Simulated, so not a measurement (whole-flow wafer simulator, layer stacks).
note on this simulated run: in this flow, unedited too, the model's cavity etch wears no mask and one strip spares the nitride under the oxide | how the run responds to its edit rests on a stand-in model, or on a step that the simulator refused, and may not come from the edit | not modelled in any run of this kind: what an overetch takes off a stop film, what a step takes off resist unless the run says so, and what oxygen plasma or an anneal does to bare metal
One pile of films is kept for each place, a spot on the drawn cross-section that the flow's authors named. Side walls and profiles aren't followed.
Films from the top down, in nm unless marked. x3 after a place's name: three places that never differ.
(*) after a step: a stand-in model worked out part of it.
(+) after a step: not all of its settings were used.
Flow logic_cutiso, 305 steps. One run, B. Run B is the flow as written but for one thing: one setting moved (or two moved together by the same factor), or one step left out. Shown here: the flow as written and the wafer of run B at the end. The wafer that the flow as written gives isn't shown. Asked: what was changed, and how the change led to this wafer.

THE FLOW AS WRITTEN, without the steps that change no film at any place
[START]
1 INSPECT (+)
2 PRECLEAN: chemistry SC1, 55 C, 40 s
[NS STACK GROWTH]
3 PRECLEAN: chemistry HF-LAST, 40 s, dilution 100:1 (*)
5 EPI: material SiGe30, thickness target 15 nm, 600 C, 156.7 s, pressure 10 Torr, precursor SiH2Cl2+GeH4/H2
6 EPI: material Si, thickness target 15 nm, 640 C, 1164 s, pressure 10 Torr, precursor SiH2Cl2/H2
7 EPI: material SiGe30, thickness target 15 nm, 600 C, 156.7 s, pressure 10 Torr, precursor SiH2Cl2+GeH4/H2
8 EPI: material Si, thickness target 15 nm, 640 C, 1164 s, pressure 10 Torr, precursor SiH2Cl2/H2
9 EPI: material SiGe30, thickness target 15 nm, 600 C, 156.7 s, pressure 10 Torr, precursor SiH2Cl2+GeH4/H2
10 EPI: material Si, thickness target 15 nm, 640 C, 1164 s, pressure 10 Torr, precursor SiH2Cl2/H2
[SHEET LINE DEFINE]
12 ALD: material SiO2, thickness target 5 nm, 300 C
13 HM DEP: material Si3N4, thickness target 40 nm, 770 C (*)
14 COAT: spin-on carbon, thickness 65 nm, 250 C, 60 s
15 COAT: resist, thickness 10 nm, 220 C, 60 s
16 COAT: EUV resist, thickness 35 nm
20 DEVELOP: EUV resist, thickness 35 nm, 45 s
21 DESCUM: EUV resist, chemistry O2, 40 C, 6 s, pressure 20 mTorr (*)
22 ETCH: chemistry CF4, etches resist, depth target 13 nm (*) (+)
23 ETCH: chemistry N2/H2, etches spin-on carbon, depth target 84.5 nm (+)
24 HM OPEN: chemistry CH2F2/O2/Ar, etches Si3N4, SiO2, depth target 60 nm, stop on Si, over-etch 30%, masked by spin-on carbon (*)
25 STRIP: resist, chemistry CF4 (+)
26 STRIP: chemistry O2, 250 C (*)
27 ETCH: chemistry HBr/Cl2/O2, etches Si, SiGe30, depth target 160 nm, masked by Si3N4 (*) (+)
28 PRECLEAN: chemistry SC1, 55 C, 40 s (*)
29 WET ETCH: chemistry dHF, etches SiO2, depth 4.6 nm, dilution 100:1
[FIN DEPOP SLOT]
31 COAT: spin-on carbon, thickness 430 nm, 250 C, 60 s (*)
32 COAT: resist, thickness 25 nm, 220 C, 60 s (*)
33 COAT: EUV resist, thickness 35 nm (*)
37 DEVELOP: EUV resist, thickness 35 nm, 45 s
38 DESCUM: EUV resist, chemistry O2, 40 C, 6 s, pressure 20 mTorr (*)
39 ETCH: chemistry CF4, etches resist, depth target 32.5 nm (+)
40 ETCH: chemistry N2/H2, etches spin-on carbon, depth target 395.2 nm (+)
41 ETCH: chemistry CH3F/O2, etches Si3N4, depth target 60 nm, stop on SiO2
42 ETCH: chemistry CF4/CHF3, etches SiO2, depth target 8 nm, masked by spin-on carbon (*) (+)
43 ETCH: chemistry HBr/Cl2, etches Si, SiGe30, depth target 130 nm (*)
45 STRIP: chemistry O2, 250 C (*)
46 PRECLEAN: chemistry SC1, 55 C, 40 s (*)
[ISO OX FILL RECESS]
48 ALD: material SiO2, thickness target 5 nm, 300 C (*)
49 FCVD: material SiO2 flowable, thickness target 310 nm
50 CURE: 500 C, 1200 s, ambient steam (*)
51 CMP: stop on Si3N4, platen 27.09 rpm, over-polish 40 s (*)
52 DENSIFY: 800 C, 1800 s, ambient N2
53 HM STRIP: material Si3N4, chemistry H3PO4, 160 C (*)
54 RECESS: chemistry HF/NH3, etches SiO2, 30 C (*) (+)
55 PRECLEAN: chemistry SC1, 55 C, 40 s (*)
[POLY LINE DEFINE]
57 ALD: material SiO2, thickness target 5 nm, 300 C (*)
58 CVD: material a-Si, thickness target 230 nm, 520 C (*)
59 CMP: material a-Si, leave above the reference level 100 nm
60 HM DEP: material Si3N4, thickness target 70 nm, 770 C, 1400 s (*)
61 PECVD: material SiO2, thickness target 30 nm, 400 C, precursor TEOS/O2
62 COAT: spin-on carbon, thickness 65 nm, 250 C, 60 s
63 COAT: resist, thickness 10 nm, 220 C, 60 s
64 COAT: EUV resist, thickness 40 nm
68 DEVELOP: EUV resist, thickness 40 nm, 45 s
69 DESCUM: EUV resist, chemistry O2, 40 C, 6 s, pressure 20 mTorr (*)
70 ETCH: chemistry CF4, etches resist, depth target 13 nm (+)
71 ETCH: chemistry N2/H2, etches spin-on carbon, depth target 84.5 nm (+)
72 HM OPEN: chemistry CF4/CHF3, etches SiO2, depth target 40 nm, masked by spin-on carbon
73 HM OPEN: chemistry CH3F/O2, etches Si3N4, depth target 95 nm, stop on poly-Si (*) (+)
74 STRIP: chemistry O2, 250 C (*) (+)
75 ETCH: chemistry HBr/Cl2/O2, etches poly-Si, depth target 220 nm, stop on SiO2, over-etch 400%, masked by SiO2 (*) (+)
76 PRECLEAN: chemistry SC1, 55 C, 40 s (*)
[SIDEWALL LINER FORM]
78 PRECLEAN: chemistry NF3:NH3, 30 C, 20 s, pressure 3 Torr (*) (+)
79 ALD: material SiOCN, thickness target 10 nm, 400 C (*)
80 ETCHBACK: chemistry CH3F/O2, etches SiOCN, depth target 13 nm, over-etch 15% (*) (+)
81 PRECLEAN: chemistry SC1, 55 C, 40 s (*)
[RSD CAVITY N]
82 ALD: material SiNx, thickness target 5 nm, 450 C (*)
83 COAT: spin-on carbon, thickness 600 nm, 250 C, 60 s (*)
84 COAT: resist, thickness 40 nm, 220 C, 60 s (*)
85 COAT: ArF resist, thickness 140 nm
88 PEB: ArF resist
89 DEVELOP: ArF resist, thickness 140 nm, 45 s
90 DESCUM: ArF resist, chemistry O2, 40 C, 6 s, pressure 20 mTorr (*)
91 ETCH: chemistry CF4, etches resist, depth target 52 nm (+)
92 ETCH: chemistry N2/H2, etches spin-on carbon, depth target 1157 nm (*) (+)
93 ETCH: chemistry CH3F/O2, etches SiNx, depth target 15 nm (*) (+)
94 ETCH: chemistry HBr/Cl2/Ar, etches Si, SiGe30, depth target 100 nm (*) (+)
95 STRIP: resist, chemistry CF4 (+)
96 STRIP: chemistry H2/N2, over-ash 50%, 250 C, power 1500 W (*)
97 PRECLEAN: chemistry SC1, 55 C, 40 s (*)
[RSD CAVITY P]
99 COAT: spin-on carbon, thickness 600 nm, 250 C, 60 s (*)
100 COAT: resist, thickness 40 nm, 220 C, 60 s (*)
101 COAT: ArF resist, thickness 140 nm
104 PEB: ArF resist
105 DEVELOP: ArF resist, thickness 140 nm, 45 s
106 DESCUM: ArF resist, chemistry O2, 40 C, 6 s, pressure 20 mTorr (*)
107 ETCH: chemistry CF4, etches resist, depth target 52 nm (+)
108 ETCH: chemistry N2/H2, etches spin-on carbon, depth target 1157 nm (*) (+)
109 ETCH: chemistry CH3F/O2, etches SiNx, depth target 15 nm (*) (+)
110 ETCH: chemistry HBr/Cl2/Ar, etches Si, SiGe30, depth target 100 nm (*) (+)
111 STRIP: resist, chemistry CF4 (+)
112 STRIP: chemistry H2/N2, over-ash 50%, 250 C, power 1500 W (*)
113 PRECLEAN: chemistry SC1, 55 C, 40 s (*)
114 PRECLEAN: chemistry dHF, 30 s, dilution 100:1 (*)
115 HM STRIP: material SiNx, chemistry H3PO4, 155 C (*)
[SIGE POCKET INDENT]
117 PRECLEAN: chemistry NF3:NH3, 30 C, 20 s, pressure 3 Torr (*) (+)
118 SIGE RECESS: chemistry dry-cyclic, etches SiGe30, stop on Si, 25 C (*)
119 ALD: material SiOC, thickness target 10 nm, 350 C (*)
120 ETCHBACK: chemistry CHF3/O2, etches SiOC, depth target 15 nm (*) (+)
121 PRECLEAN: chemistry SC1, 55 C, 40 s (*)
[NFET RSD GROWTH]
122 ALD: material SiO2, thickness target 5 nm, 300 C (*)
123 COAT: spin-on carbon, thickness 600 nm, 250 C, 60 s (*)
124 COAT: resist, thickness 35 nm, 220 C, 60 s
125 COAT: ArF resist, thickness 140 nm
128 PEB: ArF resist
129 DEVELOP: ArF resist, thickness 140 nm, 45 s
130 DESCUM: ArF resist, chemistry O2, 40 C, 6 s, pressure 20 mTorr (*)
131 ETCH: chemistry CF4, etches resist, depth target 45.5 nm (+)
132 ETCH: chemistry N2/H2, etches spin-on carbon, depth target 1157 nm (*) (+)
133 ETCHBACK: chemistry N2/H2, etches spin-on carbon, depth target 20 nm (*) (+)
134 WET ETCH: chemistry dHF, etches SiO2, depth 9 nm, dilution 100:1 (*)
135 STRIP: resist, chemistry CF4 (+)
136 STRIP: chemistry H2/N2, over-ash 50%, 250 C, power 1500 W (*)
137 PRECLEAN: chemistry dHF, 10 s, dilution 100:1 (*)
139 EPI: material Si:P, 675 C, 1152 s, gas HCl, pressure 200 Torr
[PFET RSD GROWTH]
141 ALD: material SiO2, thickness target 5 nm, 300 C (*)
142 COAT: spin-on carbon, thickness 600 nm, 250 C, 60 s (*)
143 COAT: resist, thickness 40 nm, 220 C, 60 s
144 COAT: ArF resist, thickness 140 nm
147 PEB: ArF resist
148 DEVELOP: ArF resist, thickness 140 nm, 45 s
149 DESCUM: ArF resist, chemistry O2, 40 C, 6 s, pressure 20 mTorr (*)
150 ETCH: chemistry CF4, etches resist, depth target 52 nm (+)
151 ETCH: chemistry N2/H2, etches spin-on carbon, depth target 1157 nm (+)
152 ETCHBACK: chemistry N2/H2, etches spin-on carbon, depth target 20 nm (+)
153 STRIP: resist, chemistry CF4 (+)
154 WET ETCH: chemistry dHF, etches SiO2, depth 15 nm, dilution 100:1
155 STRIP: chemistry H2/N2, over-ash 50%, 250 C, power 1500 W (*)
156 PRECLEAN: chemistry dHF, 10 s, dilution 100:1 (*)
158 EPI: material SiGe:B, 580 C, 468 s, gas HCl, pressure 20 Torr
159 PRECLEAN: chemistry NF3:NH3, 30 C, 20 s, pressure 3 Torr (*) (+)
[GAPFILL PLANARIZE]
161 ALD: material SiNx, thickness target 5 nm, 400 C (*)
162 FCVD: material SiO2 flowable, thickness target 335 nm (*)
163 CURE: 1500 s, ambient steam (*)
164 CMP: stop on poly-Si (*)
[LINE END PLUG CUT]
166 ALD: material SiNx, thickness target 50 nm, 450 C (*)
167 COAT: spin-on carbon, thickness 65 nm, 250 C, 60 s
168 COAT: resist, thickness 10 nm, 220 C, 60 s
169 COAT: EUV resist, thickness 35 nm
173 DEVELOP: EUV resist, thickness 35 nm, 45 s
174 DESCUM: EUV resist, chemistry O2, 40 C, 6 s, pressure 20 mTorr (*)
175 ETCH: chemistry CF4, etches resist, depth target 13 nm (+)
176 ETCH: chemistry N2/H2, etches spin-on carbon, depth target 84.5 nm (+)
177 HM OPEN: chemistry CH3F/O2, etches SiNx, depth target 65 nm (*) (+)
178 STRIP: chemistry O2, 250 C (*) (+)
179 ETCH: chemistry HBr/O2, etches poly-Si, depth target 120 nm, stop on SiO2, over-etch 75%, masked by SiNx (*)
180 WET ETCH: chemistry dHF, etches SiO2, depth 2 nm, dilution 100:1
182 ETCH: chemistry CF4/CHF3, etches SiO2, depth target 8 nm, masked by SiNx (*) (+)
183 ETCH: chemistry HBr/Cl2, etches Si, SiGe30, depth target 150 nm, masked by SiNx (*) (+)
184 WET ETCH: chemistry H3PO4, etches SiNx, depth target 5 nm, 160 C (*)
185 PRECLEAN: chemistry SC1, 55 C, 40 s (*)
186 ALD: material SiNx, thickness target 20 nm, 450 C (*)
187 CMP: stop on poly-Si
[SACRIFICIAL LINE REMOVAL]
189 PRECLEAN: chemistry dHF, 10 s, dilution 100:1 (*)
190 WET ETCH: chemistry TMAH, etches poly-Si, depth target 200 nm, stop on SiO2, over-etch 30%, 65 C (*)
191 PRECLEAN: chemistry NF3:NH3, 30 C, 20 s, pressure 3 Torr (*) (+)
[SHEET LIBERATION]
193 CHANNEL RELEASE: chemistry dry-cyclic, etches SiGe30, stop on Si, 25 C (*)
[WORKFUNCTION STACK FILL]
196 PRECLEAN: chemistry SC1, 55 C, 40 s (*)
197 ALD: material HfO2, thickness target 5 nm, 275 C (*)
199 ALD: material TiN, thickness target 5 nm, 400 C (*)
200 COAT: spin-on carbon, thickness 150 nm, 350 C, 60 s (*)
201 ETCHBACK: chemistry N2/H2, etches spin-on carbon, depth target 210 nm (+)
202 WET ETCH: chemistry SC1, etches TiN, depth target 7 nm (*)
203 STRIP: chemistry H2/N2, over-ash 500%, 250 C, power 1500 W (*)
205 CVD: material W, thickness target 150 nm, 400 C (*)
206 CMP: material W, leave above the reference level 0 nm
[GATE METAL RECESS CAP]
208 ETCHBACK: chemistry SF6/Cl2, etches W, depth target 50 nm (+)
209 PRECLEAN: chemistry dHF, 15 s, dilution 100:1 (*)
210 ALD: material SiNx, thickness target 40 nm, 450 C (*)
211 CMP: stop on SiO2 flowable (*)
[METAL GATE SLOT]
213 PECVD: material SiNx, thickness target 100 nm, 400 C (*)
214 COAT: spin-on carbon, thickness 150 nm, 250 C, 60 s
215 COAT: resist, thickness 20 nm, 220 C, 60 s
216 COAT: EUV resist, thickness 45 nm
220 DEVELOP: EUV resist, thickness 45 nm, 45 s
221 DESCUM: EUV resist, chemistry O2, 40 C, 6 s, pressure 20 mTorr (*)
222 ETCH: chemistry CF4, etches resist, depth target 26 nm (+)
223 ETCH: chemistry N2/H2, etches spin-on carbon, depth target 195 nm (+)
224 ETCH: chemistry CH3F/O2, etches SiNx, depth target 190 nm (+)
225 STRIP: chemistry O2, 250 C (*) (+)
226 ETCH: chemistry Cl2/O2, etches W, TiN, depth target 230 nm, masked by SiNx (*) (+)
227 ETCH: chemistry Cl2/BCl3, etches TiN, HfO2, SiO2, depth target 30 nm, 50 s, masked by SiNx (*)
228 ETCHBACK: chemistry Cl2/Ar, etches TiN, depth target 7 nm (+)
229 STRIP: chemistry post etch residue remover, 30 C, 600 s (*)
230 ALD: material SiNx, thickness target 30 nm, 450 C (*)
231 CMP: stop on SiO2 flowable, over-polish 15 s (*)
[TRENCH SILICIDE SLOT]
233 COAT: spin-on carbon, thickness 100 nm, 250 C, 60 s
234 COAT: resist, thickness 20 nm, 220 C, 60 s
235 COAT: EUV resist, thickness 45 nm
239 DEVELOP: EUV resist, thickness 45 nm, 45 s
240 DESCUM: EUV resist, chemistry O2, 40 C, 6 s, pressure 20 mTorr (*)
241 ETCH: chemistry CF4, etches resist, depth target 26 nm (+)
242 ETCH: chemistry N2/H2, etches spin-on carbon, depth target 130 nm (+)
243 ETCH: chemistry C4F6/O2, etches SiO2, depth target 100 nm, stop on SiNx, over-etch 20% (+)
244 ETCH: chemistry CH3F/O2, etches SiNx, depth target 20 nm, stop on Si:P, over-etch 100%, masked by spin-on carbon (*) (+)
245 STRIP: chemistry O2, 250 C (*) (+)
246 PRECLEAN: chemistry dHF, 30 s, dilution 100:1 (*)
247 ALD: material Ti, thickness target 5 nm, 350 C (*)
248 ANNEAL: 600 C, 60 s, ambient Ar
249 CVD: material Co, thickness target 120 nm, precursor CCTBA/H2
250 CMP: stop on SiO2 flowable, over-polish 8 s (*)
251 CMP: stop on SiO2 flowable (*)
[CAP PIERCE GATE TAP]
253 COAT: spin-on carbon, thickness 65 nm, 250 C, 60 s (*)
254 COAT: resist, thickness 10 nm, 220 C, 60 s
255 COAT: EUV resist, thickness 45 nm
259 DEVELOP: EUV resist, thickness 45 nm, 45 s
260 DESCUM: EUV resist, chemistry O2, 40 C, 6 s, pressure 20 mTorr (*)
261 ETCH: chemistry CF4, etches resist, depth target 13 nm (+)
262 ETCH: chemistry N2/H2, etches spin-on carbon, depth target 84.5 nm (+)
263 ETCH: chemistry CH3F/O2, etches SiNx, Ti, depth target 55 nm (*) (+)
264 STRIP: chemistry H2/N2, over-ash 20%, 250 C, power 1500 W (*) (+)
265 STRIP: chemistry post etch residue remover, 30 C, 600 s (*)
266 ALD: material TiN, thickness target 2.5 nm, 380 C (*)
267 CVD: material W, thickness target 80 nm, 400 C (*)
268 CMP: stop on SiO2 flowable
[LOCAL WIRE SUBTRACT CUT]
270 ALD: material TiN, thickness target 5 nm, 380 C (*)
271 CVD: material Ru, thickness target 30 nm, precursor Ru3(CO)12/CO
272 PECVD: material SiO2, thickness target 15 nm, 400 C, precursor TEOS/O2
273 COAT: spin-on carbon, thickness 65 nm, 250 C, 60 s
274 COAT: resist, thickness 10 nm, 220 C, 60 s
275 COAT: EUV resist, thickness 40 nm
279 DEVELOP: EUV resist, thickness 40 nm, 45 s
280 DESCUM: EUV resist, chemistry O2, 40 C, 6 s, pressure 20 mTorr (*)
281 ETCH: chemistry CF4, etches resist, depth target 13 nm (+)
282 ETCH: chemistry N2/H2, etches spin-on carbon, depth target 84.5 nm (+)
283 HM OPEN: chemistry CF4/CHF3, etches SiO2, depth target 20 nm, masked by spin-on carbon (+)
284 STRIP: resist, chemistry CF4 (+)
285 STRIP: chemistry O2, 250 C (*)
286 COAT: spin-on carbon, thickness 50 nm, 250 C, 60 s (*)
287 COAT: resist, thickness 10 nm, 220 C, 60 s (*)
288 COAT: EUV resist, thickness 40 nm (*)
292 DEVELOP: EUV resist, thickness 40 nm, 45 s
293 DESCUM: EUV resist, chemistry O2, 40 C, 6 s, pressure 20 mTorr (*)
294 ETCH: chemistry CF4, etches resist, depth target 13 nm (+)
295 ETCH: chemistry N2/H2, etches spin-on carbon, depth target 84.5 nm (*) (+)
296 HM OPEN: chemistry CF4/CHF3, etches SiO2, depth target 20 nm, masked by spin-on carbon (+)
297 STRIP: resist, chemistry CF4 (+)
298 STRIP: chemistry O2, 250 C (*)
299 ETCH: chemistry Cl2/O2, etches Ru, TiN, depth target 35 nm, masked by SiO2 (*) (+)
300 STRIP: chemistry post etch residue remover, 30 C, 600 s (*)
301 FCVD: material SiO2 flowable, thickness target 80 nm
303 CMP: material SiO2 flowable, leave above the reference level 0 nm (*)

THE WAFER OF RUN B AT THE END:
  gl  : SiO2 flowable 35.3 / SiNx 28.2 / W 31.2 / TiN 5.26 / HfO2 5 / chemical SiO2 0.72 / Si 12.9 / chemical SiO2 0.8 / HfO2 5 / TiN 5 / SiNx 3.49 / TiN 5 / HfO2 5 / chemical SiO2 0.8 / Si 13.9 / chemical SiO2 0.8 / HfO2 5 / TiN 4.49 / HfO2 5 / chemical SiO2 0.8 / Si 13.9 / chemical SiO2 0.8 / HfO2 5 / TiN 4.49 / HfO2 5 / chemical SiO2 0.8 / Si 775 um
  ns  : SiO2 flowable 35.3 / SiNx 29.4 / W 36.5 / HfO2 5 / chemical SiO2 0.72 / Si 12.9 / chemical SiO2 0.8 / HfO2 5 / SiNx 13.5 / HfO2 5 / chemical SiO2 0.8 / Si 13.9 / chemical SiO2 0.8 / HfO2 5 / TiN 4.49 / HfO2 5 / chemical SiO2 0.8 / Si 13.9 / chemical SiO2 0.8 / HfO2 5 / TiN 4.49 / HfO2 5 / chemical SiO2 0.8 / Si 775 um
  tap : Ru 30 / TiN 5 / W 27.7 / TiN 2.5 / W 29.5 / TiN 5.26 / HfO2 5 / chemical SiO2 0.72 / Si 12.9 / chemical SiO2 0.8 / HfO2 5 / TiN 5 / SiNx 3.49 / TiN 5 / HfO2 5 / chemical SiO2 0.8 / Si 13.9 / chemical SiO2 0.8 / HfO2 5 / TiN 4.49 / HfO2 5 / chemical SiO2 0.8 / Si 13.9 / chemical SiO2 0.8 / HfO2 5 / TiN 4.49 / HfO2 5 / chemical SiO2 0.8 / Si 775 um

The cause: step 9, EPI: thickness target 24 nm was run, where the flow has thickness target 15 nm; step 9, EPI: 250.7 s was run, where the flow has 156.7 s.

How the change led to this, step by step:
  9 EPI: material SiGe30, thickness target 15 nm, 600 C, 156.7 s, pressure 10 Torr, precursor SiH2Cl2+GeH4/H2
      depop, dpovl, gfld and 19 more: SiGe30 +24 (new film) (as written it would be: SiGe30 +15 (new film))
  27 ETCH: chemistry HBr/Cl2/O2, etches Si, SiGe30, depth target 160 nm, masked by Si3N4 (*) (+)
      gfld, gxf, iso, lnri: chemical SiO2 -0.79 (all of it), Si -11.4 (all of it), SiGe30 -24 (all of it), Si -15 (all of it), SiGe30 -15 (all of it), Si -15 (all of it), SiGe30 -15 (all of it), Si -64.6 (as written it would be: chemical SiO2 -0.79 (all of it), Si -11.4 (all of it), SiGe30 -15 (all of it), Si -15 (all of it), SiGe30 -15 (all of it), Si -15 (all of it), SiGe30 -15 (all of it), Si -73.6)
      dpovl, nsgap: chemical SiO2 -0.79 (all of it), Si -11.8 (all of it), SiGe30 -24 (all of it), Si -15 (all of it), SiGe30 -15 (all of it), Si -15 (all of it), SiGe30 -15 (all of it), Si -64.2 (as written it would be: chemical SiO2 -0.79 (all of it), Si -11.8 (all of it), SiGe30 -15 (all of it), Si -15 (all of it), SiGe30 -15 (all of it), Si -15 (all of it), SiGe30 -15 (all of it), Si -73.2)
      (and at 1 more place)
  43 ETCH: chemistry HBr/Cl2, etches Si, SiGe30, depth target 130 nm (*)
      depop: Si -14 (all of it), SiGe30 -24 (all of it), Si -15 (all of it), SiGe30 -15 (all of it), Si -15 (all of it), SiGe30 -15 (all of it), Si -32 (as written it would be: Si -14 (all of it), SiGe30 -15 (all of it), Si -15 (all of it), SiGe30 -15 (all of it), Si -15 (all of it), SiGe30 -15 (all of it), Si -41)
  94 ETCH: chemistry HBr/Cl2/Ar, etches Si, SiGe30, depth target 100 nm (*) (+)
      rsdn, rsdx: chemical SiO2 -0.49 (all of it), Si -12.8 (all of it), SiGe30 -24 (all of it), Si -15 (all of it), SiGe30 -15 (all of it), Si -15 (all of it), SiGe30 -15 (all of it), Si -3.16 (as written it would be: chemical SiO2 -0.49 (all of it), Si -12.8 (all of it), SiGe30 -15 (all of it), Si -15 (all of it), SiGe30 -15 (all of it), Si -15 (all of it), SiGe30 -15 (all of it), Si -12.2)
  110 ETCH: chemistry HBr/Cl2/Ar, etches Si, SiGe30, depth target 100 nm (*) (+)
      rsdp, rsdw: chemical SiO2 -0.49 (all of it), Si -12.8 (all of it), SiGe30 -24 (all of it), Si -15 (all of it), SiGe30 -15 (all of it), Si -15 (all of it), SiGe30 -15 (all of it), Si -3.16 (as written it would be: chemical SiO2 -0.49 (all of it), Si -12.8 (all of it), SiGe30 -15 (all of it), Si -15 (all of it), SiGe30 -15 (all of it), Si -15 (all of it), SiGe30 -15 (all of it), Si -12.2)
  118 SIGE RECESS: chemistry dry-cyclic, etches SiGe30, stop on Si, 25 C (*)
      lnr, lnrp, lnrt: SiOCN -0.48, Si -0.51, cavity +25 (new film), SiGe30 -24 (all of it), Si -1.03, cavity +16 (new film), SiGe30 -15 (all of it), Si -1.03, cavity +16 (new film), SiGe30 -15 (all of it), Si -0.51 (as written it would be: SiOCN -0.48, Si -0.51, cavity +16 (new film), SiGe30 -15 (all of it), Si -1.03, cavity +16 (new film), SiGe30 -15 (all of it), Si -1.03, cavity +16 (new film), SiGe30 -15 (all of it), Si -0.51)
  119 ALD: material SiOC, thickness target 10 nm, 350 C (*)
      lnr, lnrp, lnrt: SiOC +10 (new film), SiOC +25 (new film), cavity -25 (all of it), SiOC +16 (new film), cavity -16 (all of it), SiOC +16 (new film), cavity -16 (all of it) (as written it would be: SiOC +10 (new film), SiOC +16 (new film), cavity -16 (all of it), SiOC +16 (new film), cavity -16 (all of it), SiOC +16 (new film), cavity -16 (all of it))
  183 ETCH: chemistry HBr/Cl2, etches Si, SiGe30, depth target 150 nm, masked by SiNx (*) (+)
      plug: Si -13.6 (all of it), SiGe30 -24 (all of it), Si -15 (all of it), SiGe30 -15 (all of it), Si -15 (all of it), SiGe30 -15 (all of it), Si -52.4 (as written it would be: Si -13.6 (all of it), SiGe30 -15 (all of it), Si -15 (all of it), SiGe30 -15 (all of it), Si -15 (all of it), SiGe30 -15 (all of it), Si -61.4)
  193 CHANNEL RELEASE: chemistry dry-cyclic, etches SiGe30, stop on Si, 25 C (*)
      gl, glp, gxn, gxp, ns, tap: chemical SiO2 +0.8 (new film), Si -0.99, chemical SiO2 +0.8 (new film), cavity +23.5 (new film), chemical SiO2 +0.8 (new film), SiGe30 -24 (all of it), Si -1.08, chemical SiO2 +0.8 (new film), cavity +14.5 (new film), chemical SiO2 +0.8 (new film), SiGe30 -15 (all of it), Si -1.08, chemical SiO2 +0.8 (new film), cavity +14.5 (new film), chemical SiO2 +0.8 (new film), SiGe30 -15 (all of it), Si -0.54 (as written it would be: chemical SiO2 +0.8 (new film), Si -0.99, chemical SiO2 +0.8 (new film), cavity +14.5 (new film), chemical SiO2 +0.8 (new film), SiGe30 -15 (all of it), Si -1.08, chemical SiO2 +0.8 (new film), cavity +14.5 (new film), chemical SiO2 +0.8 (new film), SiGe30 -15 (all of it), Si -1.08, chemical SiO2 +0.8 (new film), cavity +14.5 (new film), chemical SiO2 +0.8 (new film), SiGe30 -15 (all of it), Si -0.54)
  199 ALD: material TiN, thickness target 5 nm, 400 C (*)
      gl, glp, tap: TiN +5.26 (new film), TiN +5 (new film), cavity -10, TiN +5 (new film), TiN +4.49 (new film), cavity -4.49 (all of it), TiN +4.49 (new film), cavity -4.49 (all of it) (as written it would be: TiN +5.26 (new film), TiN +4.49 (new film), cavity -4.49 (all of it), TiN +4.49 (new film), cavity -4.49 (all of it), TiN +4.49 (new film), cavity -4.49 (all of it))
      gxn, gxp, ns: TiN +5 (new film), TiN +5 (new film), cavity -10, TiN +5 (new film), TiN +4.49 (new film), cavity -4.49 (all of it), TiN +4.49 (new film), cavity -4.49 (all of it) (as written it would be: TiN +5 (new film), TiN +4.49 (new film), cavity -4.49 (all of it), TiN +4.49 (new film), cavity -4.49 (all of it), TiN +4.49 (new film), cavity -4.49 (all of it))
  202 WET ETCH: chemistry SC1, etches TiN, depth target 7 nm (*)
      ns: TiN -5 (all of it), TiN -5 (all of it), cavity +10, TiN -5 (all of it) (as written it would be: TiN -5 (all of it))
  210 ALD: material SiNx, thickness target 40 nm, 450 C (*)
      gl, glp, gxn, gxp, tap: SiNx +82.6 (new film), SiNx +3.49 (new film), cavity -3.49 (all of it) (as written it would be: SiNx +82.6 (new film))
      ns: SiNx +40 (new film), SiNx +13.5 (new film), cavity -13.5 (all of it) (as written it would be: SiNx +40 (new film))
Counting metal films that touch as one body, gl has 5 bodies (between them, from the top down: HfO2 5 / chemical SiO2 0.72 / Si 12.9 / chemical SiO2 0.8 / HfO2 5; SiNx 3.49; HfO2 5 / chemical SiO2 0.8 / Si 13.9 / chemical SiO2 0.8 / HfO2 5; HfO2 5 / chemical SiO2 0.8 / Si 13.9 / chemical SiO2 0.8 / HfO2 5); the flow as written gives 4 bodies (between them, from the top down: HfO2 5 / chemical SiO2 0.72 / Si 12.9 / chemical SiO2 0.8 / HfO2 5; HfO2 5 / chemical SiO2 0.8 / Si 13.9 / chemical SiO2 0.8 / HfO2 5; HfO2 5 / chemical SiO2 0.8 / Si 13.9 / chemical SiO2 0.8 / HfO2 5).
Counting metal films that touch as one body, ns has 3 bodies (between them, from the top down: HfO2 5 / chemical SiO2 0.72 / Si 12.9 / chemical SiO2 0.8 / HfO2 5 / SiNx 13.5 / HfO2 5 / chemical SiO2 0.8 / Si 13.9 / chemical SiO2 0.8 / HfO2 5; HfO2 5 / chemical SiO2 0.8 / Si 13.9 / chemical SiO2 0.8 / HfO2 5); the flow as written gives 4 bodies (between them, from the top down: HfO2 5 / chemical SiO2 0.72 / Si 12.9 / chemical SiO2 0.8 / HfO2 5; HfO2 5 / chemical SiO2 0.8 / Si 13.9 / chemical SiO2 0.8 / HfO2 5; HfO2 5 / chemical SiO2 0.8 / Si 13.9 / chemical SiO2 0.8 / HfO2 5).
Counting metal films that touch as one body, tap has 5 bodies (between them, from the top down: HfO2 5 / chemical SiO2 0.72 / Si 12.9 / chemical SiO2 0.8 / HfO2 5; SiNx 3.49; HfO2 5 / chemical SiO2 0.8 / Si 13.9 / chemical SiO2 0.8 / HfO2 5; HfO2 5 / chemical SiO2 0.8 / Si 13.9 / chemical SiO2 0.8 / HfO2 5); the flow as written gives 4 bodies (between them, from the top down: HfO2 5 / chemical SiO2 0.72 / Si 12.9 / chemical SiO2 0.8 / HfO2 5; HfO2 5 / chemical SiO2 0.8 / Si 13.9 / chemical SiO2 0.8 / HfO2 5; HfO2 5 / chemical SiO2 0.8 / Si 13.9 / chemical SiO2 0.8 / HfO2 5).
